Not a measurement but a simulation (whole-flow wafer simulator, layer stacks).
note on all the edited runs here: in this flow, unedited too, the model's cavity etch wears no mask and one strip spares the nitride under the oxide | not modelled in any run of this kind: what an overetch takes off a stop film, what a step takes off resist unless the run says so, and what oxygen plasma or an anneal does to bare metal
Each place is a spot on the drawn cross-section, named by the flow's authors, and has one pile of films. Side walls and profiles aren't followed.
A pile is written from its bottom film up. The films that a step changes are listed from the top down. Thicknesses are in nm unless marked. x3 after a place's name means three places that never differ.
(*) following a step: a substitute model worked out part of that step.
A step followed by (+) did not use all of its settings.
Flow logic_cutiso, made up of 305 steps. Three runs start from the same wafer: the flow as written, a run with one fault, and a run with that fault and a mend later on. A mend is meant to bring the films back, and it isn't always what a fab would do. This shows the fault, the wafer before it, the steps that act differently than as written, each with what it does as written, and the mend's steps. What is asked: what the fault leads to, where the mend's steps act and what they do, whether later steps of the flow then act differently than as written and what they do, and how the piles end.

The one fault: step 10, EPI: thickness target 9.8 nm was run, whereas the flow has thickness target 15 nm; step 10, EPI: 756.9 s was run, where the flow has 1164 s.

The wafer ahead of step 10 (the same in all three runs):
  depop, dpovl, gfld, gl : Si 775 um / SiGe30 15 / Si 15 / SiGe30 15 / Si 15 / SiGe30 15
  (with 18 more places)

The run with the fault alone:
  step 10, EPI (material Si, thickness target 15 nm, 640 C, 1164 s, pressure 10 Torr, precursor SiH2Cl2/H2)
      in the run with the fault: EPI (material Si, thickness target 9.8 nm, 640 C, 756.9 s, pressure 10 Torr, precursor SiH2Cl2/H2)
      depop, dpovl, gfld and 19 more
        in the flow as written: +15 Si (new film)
        in the run with the fault: +9.75 Si (new film)
  Later steps of the flow acting differently than as written (not shown: 3 more steps that differ only slightly, by at most 2% or 0.5 nm, whichever is larger):
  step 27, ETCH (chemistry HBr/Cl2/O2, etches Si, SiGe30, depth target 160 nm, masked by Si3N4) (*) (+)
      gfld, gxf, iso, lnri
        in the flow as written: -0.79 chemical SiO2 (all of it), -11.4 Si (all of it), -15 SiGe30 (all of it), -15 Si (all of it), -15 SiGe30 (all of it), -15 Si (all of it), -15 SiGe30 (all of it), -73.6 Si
        in the run with the fault: -0.79 chemical SiO2 (all of it), -6.1 Si (all of it), -15 SiGe30 (all of it), -15 Si (all of it), -15 SiGe30 (all of it), -15 Si (all of it), -15 SiGe30 (all of it), -78.9 Si
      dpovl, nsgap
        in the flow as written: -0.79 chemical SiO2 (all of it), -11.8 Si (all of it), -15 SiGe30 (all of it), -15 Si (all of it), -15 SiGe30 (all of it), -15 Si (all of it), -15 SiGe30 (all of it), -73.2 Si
        in the run with the fault: -0.79 chemical SiO2 (all of it), -6.5 Si (all of it), -15 SiGe30 (all of it), -15 Si (all of it), -15 SiGe30 (all of it), -15 Si (all of it), -15 SiGe30 (all of it), -78.5 Si
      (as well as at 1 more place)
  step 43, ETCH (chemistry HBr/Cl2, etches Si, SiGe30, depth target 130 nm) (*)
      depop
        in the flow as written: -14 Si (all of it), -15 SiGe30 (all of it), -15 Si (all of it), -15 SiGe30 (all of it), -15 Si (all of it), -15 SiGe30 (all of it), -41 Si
        in the run with the fault: -8.77 Si (all of it), -15 SiGe30 (all of it), -15 Si (all of it), -15 SiGe30 (all of it), -15 Si (all of it), -15 SiGe30 (all of it), -46.2 Si
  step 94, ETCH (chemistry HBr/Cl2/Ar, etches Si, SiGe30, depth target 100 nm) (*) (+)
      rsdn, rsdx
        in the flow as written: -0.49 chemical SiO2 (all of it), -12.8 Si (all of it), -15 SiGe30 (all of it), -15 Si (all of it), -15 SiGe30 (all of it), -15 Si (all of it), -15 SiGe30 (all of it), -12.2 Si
        in the run with the fault: -0.49 chemical SiO2 (all of it), -7.57 Si (all of it), -15 SiGe30 (all of it), -15 Si (all of it), -15 SiGe30 (all of it), -15 Si (all of it), -15 SiGe30 (all of it), -17.4 Si
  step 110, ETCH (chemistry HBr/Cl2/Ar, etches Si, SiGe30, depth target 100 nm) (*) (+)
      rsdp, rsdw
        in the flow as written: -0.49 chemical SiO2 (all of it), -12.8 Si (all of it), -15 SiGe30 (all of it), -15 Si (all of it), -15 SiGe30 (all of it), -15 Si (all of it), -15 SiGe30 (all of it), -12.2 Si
        in the run with the fault: -0.49 chemical SiO2 (all of it), -7.57 Si (all of it), -15 SiGe30 (all of it), -15 Si (all of it), -15 SiGe30 (all of it), -15 Si (all of it), -15 SiGe30 (all of it), -17.4 Si
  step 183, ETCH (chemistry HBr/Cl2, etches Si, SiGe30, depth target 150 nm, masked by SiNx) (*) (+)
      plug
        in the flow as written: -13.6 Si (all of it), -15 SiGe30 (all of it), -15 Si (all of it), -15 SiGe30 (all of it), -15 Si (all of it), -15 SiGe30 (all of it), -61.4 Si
        in the run with the fault: -8.3 Si (all of it), -15 SiGe30 (all of it), -15 Si (all of it), -15 SiGe30 (all of it), -15 Si (all of it), -15 SiGe30 (all of it), -66.7 Si
  By the end, the piles at gl, glp, gxn and 6 more depart from the flow's by more than 2% or 0.5 nm, whichever is larger.
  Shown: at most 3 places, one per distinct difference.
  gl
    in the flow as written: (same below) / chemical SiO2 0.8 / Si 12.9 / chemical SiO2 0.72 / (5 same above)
    in the run with the fault: (same below) / chemical SiO2 0.8 / Si 7.6 / chemical SiO2 0.72 / (5 same above)
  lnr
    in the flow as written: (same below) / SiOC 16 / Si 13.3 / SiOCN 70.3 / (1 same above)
    in the run with the fault: (same below) / SiOC 16 / Si 8.04 / SiOCN 70.3 / (1 same above)
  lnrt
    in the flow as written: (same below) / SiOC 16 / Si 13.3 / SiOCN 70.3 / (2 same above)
    in the run with the fault: (same below) / SiOC 16 / Si 8.04 / SiOCN 70.3 / (2 same above)

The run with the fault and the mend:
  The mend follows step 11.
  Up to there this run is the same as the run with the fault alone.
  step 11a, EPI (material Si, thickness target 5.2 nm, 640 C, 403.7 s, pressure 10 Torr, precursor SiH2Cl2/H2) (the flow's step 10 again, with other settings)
      depop, dpovl, gfld and 19 more
        +5.2 Si
  Later steps of the flow that are run all act as written at every place that is followed, up to a difference of at most 2% or 0.5 nm, whichever is larger.
  At the end the piles are close to the flow's at the places that both follow, differing by at most 2% or 0.5 nm, whichever is larger.
